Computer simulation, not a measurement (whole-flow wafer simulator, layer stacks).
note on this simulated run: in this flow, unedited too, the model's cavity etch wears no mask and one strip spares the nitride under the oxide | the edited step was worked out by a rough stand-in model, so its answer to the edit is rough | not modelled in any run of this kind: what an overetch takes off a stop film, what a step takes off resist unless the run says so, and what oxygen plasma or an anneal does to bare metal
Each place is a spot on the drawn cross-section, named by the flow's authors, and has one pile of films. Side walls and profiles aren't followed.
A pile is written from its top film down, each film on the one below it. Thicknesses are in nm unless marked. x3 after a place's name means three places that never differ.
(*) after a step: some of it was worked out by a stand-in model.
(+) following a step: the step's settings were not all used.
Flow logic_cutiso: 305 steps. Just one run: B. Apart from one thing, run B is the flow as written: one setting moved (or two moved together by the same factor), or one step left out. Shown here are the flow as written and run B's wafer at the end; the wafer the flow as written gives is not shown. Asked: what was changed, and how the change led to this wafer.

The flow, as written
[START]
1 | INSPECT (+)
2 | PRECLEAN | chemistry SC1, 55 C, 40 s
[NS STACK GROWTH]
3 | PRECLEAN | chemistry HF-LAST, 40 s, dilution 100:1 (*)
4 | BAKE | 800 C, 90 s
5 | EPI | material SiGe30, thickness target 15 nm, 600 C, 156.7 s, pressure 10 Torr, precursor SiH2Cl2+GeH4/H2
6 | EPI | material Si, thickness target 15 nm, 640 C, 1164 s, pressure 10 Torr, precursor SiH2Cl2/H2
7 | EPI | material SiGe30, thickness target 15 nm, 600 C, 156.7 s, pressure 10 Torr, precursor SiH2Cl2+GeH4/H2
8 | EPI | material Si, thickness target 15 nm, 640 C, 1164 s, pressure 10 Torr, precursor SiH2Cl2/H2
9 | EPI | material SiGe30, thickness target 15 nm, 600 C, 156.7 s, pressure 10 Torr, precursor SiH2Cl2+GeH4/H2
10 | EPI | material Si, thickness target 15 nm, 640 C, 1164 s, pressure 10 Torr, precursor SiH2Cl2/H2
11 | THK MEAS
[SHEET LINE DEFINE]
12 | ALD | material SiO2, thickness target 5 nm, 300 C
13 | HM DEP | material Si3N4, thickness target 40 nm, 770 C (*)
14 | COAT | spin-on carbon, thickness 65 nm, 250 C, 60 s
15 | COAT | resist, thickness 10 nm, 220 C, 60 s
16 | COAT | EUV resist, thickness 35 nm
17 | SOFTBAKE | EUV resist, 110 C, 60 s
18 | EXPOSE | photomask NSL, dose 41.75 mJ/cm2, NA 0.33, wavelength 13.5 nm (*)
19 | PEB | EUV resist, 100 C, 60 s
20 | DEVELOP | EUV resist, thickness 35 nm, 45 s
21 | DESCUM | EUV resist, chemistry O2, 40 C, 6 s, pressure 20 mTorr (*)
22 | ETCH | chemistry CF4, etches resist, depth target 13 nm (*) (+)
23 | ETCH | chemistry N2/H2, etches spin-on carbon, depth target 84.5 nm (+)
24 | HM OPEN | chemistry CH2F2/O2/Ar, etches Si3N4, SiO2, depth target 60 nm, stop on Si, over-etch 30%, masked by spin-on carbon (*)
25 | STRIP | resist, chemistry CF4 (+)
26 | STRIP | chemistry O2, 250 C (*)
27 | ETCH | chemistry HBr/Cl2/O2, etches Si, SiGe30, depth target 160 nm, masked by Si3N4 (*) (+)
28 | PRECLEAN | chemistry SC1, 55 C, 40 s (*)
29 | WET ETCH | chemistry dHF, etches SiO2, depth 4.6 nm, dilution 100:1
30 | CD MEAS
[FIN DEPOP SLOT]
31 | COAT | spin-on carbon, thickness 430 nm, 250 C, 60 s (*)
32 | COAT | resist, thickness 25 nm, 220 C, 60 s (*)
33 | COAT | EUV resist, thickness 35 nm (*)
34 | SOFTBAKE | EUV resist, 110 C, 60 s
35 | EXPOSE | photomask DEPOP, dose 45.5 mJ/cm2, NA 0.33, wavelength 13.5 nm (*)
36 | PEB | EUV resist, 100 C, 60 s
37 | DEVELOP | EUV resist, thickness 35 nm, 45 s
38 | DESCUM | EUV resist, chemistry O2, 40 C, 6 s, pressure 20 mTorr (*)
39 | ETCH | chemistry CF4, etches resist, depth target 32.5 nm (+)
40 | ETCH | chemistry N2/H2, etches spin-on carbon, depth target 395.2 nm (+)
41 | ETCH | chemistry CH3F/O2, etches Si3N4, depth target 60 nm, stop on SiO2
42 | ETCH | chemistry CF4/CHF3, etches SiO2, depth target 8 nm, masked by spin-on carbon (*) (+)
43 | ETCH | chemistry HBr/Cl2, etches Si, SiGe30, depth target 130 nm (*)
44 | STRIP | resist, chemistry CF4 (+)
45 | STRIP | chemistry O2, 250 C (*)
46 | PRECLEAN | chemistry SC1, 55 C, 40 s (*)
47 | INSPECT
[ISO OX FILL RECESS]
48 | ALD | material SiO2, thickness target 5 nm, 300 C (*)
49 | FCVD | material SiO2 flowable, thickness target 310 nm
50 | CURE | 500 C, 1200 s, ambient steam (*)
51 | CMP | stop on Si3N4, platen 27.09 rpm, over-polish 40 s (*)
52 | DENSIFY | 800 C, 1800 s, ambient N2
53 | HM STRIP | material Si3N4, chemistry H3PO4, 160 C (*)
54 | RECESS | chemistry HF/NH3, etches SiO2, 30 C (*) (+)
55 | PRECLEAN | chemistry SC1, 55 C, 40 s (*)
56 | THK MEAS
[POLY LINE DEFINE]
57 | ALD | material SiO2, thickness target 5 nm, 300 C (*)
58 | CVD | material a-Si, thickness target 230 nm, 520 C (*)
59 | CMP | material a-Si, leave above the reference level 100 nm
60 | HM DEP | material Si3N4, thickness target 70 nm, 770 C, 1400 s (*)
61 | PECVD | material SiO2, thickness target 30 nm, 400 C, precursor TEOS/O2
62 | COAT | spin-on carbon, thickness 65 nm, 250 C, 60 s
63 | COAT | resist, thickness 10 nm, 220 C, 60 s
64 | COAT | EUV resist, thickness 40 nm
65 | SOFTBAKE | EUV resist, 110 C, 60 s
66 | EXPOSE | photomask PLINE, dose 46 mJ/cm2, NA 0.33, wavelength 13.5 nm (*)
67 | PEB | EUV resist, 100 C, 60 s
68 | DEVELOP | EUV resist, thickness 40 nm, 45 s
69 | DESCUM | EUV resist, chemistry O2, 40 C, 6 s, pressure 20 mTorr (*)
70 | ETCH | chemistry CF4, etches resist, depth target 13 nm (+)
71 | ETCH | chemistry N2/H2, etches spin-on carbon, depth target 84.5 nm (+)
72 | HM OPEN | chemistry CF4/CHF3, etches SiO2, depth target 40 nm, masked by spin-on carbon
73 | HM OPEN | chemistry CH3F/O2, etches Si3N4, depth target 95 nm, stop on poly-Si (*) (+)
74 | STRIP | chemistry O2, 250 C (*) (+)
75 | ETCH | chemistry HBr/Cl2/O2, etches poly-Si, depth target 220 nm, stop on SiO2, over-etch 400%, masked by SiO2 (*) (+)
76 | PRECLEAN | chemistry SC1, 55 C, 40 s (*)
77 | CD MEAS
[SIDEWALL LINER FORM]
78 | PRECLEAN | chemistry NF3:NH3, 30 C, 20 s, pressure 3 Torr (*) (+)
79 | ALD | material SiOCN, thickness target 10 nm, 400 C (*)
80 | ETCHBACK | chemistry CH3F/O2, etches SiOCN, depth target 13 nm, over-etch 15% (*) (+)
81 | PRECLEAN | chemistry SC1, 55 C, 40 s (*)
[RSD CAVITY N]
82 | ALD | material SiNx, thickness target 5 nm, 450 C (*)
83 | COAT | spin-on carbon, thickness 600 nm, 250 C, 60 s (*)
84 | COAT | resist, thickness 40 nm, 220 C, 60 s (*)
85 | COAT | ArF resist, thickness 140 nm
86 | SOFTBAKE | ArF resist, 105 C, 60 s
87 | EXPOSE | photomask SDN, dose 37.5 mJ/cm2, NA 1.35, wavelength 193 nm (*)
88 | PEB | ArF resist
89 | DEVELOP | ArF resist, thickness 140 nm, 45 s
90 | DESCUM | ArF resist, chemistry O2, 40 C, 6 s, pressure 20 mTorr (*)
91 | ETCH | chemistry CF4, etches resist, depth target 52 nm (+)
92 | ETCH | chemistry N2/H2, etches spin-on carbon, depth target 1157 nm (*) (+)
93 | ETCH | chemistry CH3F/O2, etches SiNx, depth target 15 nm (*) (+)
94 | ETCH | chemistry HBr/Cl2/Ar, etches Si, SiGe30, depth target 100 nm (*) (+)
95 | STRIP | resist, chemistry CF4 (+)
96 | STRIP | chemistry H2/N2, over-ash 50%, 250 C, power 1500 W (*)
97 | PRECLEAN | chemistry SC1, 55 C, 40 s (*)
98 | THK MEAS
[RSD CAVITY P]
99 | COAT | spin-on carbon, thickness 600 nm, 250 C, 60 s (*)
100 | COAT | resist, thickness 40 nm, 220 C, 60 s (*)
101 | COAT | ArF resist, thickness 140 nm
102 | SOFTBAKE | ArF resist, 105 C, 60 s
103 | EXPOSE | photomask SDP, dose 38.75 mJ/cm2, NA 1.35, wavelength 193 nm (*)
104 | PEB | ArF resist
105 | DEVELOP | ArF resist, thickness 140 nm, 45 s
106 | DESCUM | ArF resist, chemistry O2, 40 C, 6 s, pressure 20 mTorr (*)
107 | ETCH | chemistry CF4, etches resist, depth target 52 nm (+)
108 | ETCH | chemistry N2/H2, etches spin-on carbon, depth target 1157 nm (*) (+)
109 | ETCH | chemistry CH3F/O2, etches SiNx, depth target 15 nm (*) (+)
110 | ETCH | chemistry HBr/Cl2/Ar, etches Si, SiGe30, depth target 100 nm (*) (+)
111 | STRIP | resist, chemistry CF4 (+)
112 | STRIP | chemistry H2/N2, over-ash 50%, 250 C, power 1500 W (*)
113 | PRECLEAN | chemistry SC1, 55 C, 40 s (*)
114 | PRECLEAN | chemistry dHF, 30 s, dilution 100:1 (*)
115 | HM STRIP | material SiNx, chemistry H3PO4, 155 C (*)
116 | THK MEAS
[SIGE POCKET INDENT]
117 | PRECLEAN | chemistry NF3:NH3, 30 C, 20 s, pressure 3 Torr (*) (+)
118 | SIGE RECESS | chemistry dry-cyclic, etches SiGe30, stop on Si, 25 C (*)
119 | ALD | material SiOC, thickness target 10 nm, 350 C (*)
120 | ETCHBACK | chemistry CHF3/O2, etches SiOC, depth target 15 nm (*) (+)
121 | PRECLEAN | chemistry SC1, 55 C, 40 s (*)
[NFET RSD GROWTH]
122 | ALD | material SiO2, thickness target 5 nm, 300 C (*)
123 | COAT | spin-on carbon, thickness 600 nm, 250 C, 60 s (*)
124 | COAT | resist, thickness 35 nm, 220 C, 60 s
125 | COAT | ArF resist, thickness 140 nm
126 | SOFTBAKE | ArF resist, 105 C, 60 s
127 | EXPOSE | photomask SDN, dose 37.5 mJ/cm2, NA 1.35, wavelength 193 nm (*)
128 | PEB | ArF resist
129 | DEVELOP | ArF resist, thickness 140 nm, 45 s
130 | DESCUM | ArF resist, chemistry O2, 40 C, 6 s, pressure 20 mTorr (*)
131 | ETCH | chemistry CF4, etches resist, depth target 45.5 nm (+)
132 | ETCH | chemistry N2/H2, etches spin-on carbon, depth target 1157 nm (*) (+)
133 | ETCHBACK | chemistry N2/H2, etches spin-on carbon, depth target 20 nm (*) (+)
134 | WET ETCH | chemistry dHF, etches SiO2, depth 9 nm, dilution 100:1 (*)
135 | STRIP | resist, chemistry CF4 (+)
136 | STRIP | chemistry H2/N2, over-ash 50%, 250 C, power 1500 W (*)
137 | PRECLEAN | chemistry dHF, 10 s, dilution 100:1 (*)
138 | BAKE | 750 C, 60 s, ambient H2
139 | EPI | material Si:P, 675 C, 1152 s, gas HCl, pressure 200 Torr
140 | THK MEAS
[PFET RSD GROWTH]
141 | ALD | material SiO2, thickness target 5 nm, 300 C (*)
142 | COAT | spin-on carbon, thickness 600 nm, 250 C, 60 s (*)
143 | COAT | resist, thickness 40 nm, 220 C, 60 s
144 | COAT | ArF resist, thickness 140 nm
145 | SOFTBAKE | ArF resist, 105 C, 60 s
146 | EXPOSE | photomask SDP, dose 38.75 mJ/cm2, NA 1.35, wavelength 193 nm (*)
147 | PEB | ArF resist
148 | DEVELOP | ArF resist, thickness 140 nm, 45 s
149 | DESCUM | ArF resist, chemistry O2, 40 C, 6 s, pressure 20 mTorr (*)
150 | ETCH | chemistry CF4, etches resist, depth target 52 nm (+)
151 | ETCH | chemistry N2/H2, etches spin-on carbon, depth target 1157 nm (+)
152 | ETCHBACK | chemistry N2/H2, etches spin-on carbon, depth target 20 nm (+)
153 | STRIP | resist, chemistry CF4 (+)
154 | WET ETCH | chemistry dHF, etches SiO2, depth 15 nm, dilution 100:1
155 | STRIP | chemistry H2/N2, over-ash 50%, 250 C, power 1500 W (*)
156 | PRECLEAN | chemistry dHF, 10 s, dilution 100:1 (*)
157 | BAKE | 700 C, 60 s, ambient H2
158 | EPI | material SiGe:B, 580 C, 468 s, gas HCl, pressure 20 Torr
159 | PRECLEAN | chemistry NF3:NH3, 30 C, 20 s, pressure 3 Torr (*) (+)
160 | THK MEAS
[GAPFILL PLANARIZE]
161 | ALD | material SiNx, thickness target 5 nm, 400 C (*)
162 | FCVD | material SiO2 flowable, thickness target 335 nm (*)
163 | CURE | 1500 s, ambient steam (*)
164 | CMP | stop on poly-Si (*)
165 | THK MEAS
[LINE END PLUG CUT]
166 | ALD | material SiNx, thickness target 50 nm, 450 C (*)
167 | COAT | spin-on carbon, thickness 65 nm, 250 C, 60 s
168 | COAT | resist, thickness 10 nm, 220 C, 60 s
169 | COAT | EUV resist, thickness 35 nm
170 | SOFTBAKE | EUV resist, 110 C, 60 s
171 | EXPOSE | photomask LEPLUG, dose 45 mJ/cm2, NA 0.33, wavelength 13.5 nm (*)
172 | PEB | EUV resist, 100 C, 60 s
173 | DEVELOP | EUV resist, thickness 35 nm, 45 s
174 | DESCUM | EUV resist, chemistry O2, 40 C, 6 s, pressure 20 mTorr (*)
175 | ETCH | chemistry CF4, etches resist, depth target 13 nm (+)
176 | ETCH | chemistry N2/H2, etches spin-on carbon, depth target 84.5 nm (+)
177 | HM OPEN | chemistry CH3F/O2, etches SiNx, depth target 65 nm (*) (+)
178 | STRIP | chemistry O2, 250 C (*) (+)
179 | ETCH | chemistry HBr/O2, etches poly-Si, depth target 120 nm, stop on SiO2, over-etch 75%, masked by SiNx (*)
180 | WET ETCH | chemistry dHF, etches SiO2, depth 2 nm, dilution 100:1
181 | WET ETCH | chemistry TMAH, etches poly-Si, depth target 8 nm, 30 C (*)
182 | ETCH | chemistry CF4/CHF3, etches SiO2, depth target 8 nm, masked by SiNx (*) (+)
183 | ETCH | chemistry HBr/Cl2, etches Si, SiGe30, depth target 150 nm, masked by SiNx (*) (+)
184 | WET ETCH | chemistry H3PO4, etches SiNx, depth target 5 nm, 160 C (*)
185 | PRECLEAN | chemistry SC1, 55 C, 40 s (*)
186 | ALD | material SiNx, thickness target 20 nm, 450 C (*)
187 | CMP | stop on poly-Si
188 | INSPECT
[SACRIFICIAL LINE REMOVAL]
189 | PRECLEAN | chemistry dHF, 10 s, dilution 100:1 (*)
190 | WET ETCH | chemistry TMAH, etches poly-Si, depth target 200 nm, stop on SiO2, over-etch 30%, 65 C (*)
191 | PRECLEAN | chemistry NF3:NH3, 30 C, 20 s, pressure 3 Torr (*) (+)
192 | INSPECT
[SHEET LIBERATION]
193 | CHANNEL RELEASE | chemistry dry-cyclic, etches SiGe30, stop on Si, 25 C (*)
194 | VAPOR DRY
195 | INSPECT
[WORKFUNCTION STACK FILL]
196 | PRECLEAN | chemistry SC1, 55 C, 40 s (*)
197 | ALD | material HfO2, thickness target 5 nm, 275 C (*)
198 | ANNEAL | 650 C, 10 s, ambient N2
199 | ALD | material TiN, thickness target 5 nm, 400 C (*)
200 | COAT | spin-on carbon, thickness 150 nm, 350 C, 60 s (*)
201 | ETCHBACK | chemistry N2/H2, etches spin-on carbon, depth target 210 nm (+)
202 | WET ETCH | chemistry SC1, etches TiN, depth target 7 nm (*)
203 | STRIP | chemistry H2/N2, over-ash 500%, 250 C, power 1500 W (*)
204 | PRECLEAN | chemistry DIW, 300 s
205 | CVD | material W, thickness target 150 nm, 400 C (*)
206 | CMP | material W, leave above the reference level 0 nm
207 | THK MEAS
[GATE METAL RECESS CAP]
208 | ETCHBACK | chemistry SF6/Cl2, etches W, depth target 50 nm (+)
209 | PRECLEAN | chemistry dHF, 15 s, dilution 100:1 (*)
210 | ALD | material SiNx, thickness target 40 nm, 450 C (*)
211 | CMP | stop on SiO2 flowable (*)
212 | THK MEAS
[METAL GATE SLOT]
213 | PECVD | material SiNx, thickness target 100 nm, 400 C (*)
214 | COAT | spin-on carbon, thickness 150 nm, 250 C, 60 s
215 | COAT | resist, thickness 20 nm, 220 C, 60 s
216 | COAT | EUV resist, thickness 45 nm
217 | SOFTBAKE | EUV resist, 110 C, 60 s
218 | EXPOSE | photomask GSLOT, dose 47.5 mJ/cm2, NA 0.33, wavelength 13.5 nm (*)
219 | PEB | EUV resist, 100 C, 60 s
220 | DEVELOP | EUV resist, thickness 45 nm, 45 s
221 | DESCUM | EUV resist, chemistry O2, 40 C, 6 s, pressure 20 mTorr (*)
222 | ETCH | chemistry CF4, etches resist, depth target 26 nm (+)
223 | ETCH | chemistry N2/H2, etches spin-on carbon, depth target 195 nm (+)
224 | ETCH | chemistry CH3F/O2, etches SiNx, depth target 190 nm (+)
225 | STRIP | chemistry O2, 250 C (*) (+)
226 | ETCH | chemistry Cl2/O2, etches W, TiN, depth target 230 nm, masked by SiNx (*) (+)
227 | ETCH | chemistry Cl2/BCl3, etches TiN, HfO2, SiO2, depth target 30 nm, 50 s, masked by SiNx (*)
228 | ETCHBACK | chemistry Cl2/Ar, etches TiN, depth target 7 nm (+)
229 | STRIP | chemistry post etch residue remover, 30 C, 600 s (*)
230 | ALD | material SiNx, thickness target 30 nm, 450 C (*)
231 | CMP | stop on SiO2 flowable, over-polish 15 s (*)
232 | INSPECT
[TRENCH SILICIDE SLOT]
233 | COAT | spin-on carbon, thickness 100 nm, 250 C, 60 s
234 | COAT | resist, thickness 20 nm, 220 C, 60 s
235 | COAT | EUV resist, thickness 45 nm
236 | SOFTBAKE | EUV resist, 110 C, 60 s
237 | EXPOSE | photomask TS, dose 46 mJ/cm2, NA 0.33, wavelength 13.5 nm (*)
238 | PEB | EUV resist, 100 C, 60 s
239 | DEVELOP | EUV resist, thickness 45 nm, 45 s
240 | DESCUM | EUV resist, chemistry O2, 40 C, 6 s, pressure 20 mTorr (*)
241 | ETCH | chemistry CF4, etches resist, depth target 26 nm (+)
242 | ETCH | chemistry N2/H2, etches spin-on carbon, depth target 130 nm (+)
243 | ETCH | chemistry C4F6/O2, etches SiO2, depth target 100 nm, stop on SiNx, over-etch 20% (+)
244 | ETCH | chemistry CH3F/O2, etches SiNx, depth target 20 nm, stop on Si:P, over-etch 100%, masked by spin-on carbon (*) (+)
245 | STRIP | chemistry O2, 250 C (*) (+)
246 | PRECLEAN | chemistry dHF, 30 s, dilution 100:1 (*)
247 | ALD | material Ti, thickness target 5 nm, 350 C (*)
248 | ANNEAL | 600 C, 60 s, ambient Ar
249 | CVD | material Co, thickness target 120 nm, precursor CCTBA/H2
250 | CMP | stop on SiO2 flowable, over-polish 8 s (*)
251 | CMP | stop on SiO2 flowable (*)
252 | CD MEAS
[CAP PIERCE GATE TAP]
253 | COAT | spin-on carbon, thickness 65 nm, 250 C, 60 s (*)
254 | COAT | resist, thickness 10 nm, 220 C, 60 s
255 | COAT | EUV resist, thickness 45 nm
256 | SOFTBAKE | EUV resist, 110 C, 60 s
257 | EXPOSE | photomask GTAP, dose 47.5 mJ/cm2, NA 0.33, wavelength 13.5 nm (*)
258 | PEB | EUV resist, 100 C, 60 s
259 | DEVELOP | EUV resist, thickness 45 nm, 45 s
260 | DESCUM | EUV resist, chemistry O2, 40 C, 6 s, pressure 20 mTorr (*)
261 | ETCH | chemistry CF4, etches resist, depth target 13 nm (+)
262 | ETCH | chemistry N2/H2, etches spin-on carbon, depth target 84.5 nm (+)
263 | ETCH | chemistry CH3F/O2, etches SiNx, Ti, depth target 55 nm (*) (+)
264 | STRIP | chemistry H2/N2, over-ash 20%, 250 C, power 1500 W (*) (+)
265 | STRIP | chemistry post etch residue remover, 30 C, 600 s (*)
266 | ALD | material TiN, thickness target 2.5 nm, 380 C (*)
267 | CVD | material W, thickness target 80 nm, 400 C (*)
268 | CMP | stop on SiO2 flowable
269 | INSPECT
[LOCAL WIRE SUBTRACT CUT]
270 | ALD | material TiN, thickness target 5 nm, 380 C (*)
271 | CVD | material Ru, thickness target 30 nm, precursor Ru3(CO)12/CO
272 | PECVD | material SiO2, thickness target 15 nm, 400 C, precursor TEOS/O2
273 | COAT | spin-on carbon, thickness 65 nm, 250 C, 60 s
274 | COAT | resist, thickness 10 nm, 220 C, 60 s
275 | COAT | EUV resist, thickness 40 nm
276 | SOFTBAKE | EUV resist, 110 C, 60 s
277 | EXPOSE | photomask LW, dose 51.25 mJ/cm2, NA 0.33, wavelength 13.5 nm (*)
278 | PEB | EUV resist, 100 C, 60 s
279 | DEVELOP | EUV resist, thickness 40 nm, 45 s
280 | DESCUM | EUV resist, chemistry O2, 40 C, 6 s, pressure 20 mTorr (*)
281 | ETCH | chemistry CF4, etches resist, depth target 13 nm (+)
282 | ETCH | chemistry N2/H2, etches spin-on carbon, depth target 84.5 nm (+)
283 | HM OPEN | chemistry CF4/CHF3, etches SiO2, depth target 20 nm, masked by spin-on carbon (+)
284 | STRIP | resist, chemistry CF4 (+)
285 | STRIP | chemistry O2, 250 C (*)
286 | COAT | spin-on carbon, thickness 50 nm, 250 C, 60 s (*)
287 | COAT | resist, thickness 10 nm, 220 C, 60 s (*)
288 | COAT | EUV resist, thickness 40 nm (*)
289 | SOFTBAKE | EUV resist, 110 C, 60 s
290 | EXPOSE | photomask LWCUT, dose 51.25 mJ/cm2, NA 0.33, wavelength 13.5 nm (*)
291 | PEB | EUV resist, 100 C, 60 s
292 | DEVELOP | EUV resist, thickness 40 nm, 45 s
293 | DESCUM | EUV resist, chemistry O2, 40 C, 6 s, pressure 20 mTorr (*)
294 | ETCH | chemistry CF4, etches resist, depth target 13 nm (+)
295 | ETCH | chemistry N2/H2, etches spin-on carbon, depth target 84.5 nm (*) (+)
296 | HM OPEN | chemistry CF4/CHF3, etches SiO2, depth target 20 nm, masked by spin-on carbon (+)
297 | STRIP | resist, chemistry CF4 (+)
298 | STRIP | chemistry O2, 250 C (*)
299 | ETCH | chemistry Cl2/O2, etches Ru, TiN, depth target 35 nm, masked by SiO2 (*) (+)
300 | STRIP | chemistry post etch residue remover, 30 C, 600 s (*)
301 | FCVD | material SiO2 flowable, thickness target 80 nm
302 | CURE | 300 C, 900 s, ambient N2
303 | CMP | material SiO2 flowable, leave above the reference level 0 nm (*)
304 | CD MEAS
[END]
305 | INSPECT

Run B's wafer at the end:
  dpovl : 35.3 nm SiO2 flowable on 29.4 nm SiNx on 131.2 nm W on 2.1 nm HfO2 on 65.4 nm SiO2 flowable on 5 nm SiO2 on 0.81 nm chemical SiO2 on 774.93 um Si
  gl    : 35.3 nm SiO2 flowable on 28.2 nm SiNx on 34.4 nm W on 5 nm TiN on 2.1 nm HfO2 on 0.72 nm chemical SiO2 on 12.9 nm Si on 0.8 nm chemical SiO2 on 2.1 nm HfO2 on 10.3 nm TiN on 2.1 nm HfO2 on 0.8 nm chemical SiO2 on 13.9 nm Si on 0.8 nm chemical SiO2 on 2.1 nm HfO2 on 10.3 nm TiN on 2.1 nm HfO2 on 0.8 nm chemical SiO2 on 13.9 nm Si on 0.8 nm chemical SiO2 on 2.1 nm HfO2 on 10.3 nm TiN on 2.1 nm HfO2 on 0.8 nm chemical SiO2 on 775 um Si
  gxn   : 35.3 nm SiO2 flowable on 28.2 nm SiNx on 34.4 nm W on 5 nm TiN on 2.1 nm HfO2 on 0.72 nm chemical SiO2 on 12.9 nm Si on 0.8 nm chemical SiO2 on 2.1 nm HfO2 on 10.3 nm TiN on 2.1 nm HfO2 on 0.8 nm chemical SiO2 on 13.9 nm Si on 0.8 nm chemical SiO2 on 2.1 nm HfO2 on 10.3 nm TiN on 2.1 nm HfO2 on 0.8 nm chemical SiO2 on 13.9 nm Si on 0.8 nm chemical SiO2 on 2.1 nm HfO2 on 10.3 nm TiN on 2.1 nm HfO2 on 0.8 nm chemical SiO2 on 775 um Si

Cause: step 197, ALD: thickness target 2.1 nm was run, though the flow has thickness target 5 nm.
The wafer itself shows it: dpovl has HfO2 2.1, and step 197 as written asks for 5 nm.

The path from the change to this, step by step:
  197 | ALD | material HfO2, thickness target 5 nm, 275 C (*)
      depop, dpovl, gfld and 12 more: +2.1 HfO2 (new film) (as written it would have been: +5 HfO2 (new film))
      gl, glp, gxn, gxp, ns, tap: +2.1 HfO2 (new film), +2.1 HfO2 (new film), -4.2 cavity, +2.1 HfO2 (new film), +2.1 HfO2 (new film), -4.2 cavity, +2.1 HfO2 (new film), +2.1 HfO2 (new film), -4.2 cavity, +2.1 HfO2 (new film) (as written it would have been: +5 HfO2 (new film), +5 HfO2 (new film), -10 cavity, +5 HfO2 (new film), +5 HfO2 (new film), -10 cavity, +5 HfO2 (new film), +5 HfO2 (new film), -10 cavity, +5 HfO2 (new film))
      (as well as at 1 more place)
  199 | ALD | material TiN, thickness target 5 nm, 400 C (*)
      gl, glp, tap: +5 TiN (new film), +10.3 TiN (new film), -10.3 cavity (all of it), +10.3 TiN (new film), -10.3 cavity (all of it), +10.3 TiN (new film), -10.3 cavity (all of it) (as written it would have been: +5.26 TiN (new film), +4.49 TiN (new film), -4.49 cavity (all of it), +4.49 TiN (new film), -4.49 cavity (all of it), +4.49 TiN (new film), -4.49 cavity (all of it))
      gxn, gxp, ns: +5 TiN (new film), +10.3 TiN (new film), -10.3 cavity (all of it), +10.3 TiN (new film), -10.3 cavity (all of it), +10.3 TiN (new film), -10.3 cavity (all of it) (as written it would have been: +5 TiN (new film), +4.49 TiN (new film), -4.49 cavity (all of it), +4.49 TiN (new film), -4.49 cavity (all of it), +4.49 TiN (new film), -4.49 cavity (all of it))
      (as well as at 2 more places)
  200 | COAT | spin-on carbon, thickness 150 nm, 350 C, 60 s (*)
      gl, glp: +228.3 spin-on carbon (new film) (as written it would have been: +236.9 spin-on carbon (new film))
      gxn, gxp: +227.8 spin-on carbon (new film) (as written it would have been: +236.9 spin-on carbon (new film))
      (as well as at 18 more places)
  201 | ETCHBACK | chemistry N2/H2, etches spin-on carbon, depth target 210 nm (+)
      lnr, lnrp: -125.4 spin-on carbon (all of it) (as written it would have been: -133.9 spin-on carbon (all of it))
      rsdn, rsdw: -137 spin-on carbon (all of it) (as written it would have been: -145.8 spin-on carbon (all of it))
      (as well as at 11 more places)
  203 | STRIP | chemistry H2/N2, over-ash 500%, 250 C, power 1500 W (*)
      gl, glp: -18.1 spin-on carbon (all of it) (as written it would have been: -26.7 spin-on carbon (all of it))
      gxn, gxp: -17.7 spin-on carbon (all of it) (as written it would have been: -26.8 spin-on carbon (all of it))
      (as well as at 3 more places)
  206 | CMP | material W, leave above the reference level 0 nm
      lnr, lnri, lnrp, lnrt: -150 W (all of it), -2.1 HfO2 (all of it), -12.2 SiOCN (as written it would have been: -150 W (all of it), -5 HfO2 (all of it), -12.2 SiOCN)
      rsdn, rsdp, rsdw, rsdx: -162.2 W (all of it), -2.1 HfO2 (all of it) (as written it would have been: -162.2 W (all of it), -5 HfO2 (all of it))
      (as well as at 2 more places)
  226 | ETCH | chemistry Cl2/O2, etches W, TiN, depth target 230 nm, masked by SiNx (*) (+)
      depop, dpovl, gl and 18 more: -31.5 SiNx (as written it would have been: -30.8 SiNx)
      gfld: -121 W (all of it), -5 TiN (all of it), -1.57 HfO2 (as written it would have been: -115.4 W (all of it), -7.64 TiN (all of it), -1.54 HfO2)
  227 | ETCH | chemistry Cl2/BCl3, etches TiN, HfO2, SiO2, depth target 30 nm, 50 s, masked by SiNx (*)
      gfld: -0.53 HfO2 (all of it), -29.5 SiO2 flowable (as written it would have been: -3.46 HfO2 (all of it), -26.5 SiO2 flowable)
